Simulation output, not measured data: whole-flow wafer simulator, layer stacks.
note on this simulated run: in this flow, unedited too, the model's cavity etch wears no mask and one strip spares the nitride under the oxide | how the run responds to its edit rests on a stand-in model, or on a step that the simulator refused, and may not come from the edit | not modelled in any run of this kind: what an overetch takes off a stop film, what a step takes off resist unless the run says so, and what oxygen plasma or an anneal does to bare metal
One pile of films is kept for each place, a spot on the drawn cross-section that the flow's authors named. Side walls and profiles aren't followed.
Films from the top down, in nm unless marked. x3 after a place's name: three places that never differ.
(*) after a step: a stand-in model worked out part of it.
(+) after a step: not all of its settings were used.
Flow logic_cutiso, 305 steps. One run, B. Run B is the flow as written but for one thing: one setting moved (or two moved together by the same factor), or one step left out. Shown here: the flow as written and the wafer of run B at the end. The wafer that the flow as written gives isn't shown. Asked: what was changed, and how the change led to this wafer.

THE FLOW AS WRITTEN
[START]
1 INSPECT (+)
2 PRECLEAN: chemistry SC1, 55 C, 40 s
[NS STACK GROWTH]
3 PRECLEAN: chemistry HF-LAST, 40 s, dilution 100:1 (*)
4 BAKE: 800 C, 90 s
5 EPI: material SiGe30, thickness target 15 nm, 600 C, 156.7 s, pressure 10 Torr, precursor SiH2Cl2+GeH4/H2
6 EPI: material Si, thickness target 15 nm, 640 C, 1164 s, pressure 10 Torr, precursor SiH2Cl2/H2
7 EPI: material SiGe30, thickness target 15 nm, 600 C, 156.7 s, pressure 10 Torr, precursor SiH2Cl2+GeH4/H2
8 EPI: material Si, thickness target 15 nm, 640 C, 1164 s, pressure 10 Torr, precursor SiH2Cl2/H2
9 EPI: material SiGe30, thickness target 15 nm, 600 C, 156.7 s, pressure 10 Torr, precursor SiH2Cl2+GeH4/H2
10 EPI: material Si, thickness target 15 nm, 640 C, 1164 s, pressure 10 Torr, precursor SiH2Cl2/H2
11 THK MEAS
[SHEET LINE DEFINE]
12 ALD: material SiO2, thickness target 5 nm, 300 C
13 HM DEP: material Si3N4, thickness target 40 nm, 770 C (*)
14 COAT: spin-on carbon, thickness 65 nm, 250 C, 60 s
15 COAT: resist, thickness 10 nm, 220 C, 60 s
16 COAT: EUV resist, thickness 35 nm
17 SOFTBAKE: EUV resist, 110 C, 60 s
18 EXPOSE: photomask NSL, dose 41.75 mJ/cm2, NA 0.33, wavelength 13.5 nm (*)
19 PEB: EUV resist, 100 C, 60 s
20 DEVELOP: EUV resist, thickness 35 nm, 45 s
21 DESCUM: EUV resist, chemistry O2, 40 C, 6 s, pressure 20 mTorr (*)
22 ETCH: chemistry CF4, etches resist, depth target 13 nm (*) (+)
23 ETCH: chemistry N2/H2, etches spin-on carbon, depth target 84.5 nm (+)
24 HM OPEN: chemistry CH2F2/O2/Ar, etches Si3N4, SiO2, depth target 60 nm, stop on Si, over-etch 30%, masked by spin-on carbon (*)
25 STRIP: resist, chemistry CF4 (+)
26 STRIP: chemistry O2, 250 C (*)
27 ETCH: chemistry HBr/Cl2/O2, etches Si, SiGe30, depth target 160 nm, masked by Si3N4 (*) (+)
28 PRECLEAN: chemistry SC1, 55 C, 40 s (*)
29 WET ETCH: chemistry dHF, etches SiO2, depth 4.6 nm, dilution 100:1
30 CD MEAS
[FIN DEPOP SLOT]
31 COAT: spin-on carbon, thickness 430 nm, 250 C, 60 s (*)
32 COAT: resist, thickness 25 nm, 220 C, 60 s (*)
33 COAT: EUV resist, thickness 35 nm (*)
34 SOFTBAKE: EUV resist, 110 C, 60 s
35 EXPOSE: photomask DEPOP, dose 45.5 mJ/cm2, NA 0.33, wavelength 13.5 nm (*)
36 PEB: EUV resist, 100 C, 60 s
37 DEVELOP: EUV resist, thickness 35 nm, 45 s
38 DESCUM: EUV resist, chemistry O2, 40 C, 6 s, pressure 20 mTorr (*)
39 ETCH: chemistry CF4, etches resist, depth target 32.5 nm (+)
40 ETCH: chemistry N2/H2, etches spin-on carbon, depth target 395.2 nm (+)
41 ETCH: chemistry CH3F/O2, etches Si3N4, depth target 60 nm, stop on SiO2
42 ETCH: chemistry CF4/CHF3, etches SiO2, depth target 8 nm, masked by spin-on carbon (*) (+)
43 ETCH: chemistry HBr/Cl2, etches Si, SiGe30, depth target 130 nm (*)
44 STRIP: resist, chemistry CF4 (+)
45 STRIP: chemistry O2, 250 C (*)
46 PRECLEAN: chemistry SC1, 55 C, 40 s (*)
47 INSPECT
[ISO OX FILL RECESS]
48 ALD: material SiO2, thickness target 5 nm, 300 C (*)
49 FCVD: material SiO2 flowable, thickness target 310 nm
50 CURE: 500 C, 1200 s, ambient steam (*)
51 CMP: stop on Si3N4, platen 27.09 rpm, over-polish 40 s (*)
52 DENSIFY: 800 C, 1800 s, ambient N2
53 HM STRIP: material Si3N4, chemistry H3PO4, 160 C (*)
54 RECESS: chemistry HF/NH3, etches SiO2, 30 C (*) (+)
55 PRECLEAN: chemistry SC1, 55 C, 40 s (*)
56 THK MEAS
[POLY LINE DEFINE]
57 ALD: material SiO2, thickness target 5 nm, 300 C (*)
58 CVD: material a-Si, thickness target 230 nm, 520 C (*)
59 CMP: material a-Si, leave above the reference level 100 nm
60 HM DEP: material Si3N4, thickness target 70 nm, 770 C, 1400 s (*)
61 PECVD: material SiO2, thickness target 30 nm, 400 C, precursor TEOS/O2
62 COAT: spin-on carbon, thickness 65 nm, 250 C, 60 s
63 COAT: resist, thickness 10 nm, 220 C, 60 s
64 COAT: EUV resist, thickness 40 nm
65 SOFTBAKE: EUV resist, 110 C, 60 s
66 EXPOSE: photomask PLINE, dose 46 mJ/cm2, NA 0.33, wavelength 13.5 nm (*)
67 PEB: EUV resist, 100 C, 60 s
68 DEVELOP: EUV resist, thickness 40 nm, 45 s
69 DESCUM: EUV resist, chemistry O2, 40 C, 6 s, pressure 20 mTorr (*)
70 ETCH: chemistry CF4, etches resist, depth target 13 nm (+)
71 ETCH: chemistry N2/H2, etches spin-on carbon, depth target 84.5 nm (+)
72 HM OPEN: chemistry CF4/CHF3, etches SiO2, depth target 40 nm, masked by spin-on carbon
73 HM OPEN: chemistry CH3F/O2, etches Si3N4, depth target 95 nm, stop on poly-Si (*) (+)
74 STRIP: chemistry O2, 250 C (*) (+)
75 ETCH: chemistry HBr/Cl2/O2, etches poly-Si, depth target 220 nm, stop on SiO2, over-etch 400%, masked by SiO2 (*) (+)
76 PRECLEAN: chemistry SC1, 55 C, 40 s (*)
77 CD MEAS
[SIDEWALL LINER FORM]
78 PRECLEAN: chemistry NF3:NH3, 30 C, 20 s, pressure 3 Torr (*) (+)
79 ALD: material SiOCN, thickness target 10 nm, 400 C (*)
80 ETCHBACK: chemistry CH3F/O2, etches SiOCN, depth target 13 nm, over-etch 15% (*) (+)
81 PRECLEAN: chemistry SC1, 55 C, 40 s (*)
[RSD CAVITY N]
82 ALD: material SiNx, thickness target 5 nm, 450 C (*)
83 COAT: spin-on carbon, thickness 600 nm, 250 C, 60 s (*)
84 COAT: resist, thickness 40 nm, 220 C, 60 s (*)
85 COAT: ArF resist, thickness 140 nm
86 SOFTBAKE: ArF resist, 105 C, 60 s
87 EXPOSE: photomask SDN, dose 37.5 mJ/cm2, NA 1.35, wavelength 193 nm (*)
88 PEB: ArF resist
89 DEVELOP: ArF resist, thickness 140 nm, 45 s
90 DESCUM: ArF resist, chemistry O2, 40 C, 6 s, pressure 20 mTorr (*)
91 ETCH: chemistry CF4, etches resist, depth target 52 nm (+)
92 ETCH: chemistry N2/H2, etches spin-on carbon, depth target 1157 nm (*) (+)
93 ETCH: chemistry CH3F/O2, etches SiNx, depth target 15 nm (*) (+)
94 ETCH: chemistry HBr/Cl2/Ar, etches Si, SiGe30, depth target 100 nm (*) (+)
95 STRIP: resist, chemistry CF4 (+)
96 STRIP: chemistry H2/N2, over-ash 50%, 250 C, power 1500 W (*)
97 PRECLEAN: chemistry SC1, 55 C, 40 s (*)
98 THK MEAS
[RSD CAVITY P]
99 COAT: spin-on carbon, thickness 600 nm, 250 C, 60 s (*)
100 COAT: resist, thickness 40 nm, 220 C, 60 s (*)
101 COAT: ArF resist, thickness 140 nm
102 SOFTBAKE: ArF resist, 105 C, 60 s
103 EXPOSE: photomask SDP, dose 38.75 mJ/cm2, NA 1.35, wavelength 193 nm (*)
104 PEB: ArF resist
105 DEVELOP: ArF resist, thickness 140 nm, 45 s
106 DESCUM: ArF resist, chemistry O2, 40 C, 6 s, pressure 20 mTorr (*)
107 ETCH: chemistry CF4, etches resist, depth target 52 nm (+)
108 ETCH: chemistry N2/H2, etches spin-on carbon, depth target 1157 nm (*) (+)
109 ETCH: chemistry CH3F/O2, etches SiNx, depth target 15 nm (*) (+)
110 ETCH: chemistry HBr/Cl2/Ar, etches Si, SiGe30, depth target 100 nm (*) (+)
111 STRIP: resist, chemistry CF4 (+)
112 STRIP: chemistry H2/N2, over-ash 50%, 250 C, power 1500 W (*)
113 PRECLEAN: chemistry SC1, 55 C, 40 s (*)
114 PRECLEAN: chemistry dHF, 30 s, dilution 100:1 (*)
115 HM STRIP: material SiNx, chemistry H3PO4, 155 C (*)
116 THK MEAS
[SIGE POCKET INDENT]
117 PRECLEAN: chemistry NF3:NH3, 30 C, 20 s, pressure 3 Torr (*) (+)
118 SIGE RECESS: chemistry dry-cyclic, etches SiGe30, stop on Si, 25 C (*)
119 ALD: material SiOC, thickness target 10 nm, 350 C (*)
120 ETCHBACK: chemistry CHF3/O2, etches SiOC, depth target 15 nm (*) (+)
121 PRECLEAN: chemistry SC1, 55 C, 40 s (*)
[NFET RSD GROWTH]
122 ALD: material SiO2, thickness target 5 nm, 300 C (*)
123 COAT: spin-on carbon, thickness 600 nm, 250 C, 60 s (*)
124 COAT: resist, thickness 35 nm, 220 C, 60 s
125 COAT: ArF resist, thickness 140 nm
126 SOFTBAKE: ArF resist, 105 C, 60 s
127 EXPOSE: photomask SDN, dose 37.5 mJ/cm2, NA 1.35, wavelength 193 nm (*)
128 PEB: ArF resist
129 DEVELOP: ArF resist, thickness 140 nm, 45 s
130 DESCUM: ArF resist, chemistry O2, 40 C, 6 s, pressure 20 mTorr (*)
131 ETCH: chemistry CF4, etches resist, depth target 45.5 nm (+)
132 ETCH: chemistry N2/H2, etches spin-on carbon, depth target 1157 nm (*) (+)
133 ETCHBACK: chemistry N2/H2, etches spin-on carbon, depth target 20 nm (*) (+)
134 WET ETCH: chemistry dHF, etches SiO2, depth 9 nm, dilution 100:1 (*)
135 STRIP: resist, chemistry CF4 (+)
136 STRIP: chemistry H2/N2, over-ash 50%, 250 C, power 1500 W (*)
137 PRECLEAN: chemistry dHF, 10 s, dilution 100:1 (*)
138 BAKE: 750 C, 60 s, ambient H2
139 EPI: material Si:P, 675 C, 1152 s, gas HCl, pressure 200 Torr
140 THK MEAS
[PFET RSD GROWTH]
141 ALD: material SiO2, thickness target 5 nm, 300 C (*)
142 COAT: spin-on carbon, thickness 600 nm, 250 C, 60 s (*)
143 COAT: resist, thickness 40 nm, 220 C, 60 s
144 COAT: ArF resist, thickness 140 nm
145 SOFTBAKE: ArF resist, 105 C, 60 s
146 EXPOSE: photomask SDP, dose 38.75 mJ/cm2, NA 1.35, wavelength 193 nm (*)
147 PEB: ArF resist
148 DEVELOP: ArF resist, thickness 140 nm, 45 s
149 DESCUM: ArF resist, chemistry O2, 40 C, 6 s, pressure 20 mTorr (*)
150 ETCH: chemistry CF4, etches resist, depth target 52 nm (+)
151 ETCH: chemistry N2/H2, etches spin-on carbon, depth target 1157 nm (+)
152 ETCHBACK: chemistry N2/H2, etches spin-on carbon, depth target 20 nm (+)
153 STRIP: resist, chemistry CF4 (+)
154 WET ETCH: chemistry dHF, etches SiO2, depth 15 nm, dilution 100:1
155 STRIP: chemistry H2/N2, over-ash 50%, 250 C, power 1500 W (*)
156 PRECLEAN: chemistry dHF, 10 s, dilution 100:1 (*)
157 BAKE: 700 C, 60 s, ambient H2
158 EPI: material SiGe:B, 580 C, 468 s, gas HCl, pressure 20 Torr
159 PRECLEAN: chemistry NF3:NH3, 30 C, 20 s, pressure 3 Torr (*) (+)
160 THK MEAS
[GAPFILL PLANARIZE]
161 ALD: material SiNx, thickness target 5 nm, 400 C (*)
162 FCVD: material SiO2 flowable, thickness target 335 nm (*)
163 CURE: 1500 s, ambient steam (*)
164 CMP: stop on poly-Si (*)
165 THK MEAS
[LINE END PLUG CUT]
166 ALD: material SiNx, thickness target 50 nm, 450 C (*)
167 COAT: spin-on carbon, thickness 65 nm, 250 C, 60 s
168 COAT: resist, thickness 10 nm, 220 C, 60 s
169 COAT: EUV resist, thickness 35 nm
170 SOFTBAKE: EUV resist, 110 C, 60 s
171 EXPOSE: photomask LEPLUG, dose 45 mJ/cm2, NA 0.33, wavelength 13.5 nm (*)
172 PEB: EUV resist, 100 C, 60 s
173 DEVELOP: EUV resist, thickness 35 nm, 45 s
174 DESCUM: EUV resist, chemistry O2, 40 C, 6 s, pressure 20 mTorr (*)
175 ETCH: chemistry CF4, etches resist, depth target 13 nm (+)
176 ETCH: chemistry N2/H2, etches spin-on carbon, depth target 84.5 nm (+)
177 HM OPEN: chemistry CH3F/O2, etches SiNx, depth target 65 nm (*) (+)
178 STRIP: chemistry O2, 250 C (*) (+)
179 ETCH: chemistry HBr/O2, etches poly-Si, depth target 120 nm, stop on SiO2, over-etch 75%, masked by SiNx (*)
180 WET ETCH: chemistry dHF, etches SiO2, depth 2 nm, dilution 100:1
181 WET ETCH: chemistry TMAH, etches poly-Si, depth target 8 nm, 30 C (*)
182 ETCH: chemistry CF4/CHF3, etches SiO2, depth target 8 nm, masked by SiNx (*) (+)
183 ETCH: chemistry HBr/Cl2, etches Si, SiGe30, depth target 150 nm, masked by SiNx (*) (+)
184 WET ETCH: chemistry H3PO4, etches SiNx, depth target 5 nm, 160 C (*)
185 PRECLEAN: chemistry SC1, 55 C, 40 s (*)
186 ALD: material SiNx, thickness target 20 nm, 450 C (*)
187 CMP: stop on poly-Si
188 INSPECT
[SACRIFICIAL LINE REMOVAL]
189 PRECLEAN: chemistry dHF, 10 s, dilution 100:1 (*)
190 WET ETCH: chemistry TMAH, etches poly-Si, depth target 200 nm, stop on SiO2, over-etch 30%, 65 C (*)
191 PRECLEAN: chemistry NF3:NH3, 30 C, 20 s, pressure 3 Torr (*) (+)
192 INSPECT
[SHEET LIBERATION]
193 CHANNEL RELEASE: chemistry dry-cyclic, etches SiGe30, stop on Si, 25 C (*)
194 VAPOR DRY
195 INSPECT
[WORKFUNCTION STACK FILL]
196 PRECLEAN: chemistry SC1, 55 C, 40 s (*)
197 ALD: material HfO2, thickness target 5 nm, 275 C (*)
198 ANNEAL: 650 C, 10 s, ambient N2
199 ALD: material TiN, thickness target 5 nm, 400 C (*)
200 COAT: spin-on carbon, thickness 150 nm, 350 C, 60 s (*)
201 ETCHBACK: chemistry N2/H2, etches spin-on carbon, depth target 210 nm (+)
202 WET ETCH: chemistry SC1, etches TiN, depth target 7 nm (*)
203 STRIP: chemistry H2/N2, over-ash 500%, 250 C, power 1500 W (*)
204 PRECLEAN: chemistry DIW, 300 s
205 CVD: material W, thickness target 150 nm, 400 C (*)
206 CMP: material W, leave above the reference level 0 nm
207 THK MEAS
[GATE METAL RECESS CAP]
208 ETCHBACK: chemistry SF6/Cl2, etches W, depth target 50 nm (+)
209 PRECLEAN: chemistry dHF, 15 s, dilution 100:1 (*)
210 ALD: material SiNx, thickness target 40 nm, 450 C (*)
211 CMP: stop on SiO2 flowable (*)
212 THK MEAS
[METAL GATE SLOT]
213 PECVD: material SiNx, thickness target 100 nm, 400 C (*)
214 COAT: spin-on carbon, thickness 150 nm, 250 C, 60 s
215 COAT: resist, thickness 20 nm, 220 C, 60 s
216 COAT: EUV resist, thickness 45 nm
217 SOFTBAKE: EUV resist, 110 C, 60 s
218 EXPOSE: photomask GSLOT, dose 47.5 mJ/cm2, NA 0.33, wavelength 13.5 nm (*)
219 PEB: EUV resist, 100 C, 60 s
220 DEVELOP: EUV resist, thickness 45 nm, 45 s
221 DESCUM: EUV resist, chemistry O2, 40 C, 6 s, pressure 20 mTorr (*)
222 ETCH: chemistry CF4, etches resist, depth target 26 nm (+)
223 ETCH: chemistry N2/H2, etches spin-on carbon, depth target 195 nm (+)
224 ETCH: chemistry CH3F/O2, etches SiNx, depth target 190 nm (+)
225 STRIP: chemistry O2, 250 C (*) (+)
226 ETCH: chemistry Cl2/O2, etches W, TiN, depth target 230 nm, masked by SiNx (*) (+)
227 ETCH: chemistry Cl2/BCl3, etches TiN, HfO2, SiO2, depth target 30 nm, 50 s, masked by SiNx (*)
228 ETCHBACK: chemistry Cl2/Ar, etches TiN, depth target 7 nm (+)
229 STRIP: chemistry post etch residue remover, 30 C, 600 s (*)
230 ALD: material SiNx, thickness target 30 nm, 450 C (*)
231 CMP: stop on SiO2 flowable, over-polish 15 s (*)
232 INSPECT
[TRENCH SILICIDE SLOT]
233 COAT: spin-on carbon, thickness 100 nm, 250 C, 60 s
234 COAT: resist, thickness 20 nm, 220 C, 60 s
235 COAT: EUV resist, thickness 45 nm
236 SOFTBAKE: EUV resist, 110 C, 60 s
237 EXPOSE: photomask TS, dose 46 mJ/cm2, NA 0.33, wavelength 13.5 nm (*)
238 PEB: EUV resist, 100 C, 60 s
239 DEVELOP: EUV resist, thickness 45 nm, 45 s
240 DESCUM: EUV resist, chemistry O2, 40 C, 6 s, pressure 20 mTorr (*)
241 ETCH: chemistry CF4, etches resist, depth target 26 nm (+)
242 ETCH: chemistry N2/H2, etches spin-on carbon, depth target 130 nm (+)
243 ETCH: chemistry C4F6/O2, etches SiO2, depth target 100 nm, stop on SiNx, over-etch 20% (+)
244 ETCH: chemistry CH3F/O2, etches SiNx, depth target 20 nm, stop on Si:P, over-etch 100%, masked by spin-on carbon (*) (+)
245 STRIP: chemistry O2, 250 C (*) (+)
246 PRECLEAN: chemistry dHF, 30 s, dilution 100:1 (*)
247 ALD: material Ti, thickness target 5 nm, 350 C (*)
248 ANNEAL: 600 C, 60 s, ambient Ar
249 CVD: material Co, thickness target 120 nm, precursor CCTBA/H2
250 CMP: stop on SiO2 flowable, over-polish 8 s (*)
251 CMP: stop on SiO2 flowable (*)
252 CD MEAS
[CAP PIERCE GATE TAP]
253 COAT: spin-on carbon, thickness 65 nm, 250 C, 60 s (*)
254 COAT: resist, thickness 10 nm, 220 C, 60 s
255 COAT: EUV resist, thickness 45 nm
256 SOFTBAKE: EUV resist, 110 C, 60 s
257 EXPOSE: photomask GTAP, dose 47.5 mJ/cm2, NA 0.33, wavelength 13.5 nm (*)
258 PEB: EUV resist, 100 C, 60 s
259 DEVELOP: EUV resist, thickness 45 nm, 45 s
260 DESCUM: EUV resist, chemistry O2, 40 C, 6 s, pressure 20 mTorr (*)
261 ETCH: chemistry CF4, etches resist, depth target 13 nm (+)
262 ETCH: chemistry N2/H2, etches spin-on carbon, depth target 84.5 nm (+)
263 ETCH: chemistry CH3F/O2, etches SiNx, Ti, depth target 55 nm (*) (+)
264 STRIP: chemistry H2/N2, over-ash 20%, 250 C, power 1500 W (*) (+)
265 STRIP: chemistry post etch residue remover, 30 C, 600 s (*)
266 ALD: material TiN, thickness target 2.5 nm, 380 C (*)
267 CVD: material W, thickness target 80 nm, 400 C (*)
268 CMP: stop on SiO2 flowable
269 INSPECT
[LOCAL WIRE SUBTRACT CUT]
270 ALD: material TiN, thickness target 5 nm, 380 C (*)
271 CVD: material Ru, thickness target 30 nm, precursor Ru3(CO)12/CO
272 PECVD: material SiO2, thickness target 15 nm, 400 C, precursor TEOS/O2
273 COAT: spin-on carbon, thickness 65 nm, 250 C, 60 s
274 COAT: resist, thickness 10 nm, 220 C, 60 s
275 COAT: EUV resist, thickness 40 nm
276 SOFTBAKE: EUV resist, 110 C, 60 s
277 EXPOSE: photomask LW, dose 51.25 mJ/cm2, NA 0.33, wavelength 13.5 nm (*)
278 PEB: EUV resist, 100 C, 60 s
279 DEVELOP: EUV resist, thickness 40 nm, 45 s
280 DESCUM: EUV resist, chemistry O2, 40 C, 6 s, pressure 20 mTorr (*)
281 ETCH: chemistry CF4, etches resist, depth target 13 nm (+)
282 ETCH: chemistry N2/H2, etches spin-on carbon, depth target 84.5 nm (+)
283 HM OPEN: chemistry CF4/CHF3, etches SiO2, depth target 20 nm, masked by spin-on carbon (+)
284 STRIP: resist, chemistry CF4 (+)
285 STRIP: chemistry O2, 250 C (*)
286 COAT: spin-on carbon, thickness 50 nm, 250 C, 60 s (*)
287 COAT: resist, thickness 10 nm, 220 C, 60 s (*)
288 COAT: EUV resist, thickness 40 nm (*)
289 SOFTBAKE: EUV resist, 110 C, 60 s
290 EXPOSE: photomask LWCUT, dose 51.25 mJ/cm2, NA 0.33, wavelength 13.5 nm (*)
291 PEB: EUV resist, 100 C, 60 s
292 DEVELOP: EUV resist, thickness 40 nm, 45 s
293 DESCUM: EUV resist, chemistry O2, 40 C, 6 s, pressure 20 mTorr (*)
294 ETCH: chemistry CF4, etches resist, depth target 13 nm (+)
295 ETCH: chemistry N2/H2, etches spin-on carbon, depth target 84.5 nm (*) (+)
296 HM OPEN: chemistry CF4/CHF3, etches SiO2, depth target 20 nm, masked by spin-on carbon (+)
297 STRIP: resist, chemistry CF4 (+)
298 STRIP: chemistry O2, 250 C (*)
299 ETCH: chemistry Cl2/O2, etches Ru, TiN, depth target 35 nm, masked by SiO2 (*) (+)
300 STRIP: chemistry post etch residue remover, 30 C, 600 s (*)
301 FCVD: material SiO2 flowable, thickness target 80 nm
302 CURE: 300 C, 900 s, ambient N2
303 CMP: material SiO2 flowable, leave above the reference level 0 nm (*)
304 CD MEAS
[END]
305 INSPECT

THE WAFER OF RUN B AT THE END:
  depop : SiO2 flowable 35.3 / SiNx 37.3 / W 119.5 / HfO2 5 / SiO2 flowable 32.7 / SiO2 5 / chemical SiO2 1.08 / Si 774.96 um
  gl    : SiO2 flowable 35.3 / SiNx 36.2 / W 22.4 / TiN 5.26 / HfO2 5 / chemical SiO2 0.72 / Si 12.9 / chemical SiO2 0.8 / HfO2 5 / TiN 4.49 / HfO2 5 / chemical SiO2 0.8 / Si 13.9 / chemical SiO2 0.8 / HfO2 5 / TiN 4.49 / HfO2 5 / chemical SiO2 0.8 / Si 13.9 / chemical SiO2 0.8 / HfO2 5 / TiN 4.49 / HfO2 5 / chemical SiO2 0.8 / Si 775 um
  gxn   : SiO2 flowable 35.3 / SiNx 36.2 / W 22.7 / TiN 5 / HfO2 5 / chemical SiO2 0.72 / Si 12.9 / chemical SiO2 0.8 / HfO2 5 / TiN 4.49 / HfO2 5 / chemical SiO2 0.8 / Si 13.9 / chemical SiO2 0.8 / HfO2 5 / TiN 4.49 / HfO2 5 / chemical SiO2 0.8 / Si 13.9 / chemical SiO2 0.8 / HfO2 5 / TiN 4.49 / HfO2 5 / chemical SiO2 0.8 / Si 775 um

The cause: step 208, ETCHBACK: depth target 58.8 nm was run, where the flow has depth target 50 nm.

How the change led to this, step by step:
  208 ETCHBACK: chemistry SF6/Cl2, etches W, depth target 50 nm (+)
      depop, dpovl, gfld and 9 more: W -58.8 (as written it would be: W -50)
      iso, rsdn, rsdp, rsdw, rsdx: SiO2 flowable -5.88 (as written it would be: SiO2 flowable -5)
      (and at 5 more places)
  210 ALD: material SiNx, thickness target 40 nm, 450 C (*)
      gfld, gl, glp, gxf, gxn, gxp, tap: SiNx +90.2 (new film) (as written it would be: SiNx +82.6 (new film))
      plug: SiNx +43.5 (as written it would be: SiNx +42.5)
  211 CMP: stop on SiO2 flowable (*)
      depop, dpovl, isow, ns, nsgap: nothing (as written it would be: SiNx -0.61)
  224 ETCH: chemistry CH3F/O2, etches SiNx, depth target 190 nm (+)
      gfld: SiNx -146 (all of it), W -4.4 (as written it would be: SiNx -138.1 (all of it), W -5.19)
  226 ETCH: chemistry Cl2/O2, etches W, TiN, depth target 230 nm, masked by SiNx (*) (+)
      depop, dpovl, gl and 18 more: SiNx -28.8 (as written it would be: SiNx -30.8)
      gfld: W -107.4 (all of it), TiN -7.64 (all of it), HfO2 -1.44 (as written it would be: W -115.4 (all of it), TiN -7.64 (all of it), HfO2 -1.54)
  231 CMP: stop on SiO2 flowable, over-polish 15 s (*)
      gfld, gl, glp, gxf, gxn, gxp, plug, tap: SiNx -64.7 (as written it would be: SiNx -62.7)
      depop, dpovl, isow, ns, nsgap: SiNx -57.4 (as written it would be: SiNx -62.7)
      (and at 9 more places)
  246 PRECLEAN: chemistry dHF, 30 s, dilution 100:1 (*)
      depop, dpovl, isow, ns, nsgap: SiNx -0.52 (as written it would be: SiNx -1.08)
  251 CMP: stop on SiO2 flowable (*)
      rsdx: Ti -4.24 (as written it would be: Ti -5 (all of it))
      gfld, gl, glp, gxf, gxn, gxp, plug, tap: SiNx -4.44 (as written it would be: SiNx -5)
      (and at 7 more places)
  263 ETCH: chemistry CH3F/O2, etches SiNx, Ti, depth target 55 nm (*) (+)
      glp, lnrp, lnrt, plug, rsdn, rsdp, rsdw: resist -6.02 (all of it), spin-on carbon -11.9 (as written it would be: resist -6.02 (all of it), spin-on carbon -6.48)
      depop, dpovl, gl, isow, ns, nsgap: resist -6.03 (all of it), spin-on carbon -11.8 (as written it would be: resist -6.03 (all of it), spin-on carbon -6.46)
      (and at 9 more places)
  264 STRIP: chemistry H2/N2, over-ash 20%, 250 C, power 1500 W (*) (+)
      gfld, gl, gxf, gxn, gxp, lnr, lnri, lnrp: spin-on carbon -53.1 (all of it) (as written it would be: spin-on carbon -58.4 (all of it))
      glp, lnrt, plug, rsdn, rsdp, rsdw: spin-on carbon -53 (all of it) (as written it would be: spin-on carbon -58.4 (all of it))
      (and at 7 more places)
  265 STRIP: chemistry post etch residue remover, 30 C, 600 s (*)
      rsdx: Ti -0.76 (all of it) (as written it would be: nothing)
  267 CVD: material W, thickness target 80 nm, 400 C (*)
      tap: W +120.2 (new film) (as written it would be: W +111.4 (new film))
  268 CMP: stop on SiO2 flowable
      depop, dpovl, gfld and 9 more: W -80.2 (all of it), TiN -2.5 (all of it), SiNx -1.54 (as written it would be: W -80.2 (all of it), TiN -2.5 (all of it), SiNx -0.98)
      lnr, lnri, lnrp, lnrt: W -80 (all of it), TiN -2.5 (all of it), SiOCN -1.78 (as written it would be: W -80 (all of it), TiN -2.5 (all of it), SiOCN -1.22)
      (and at 3 more places)
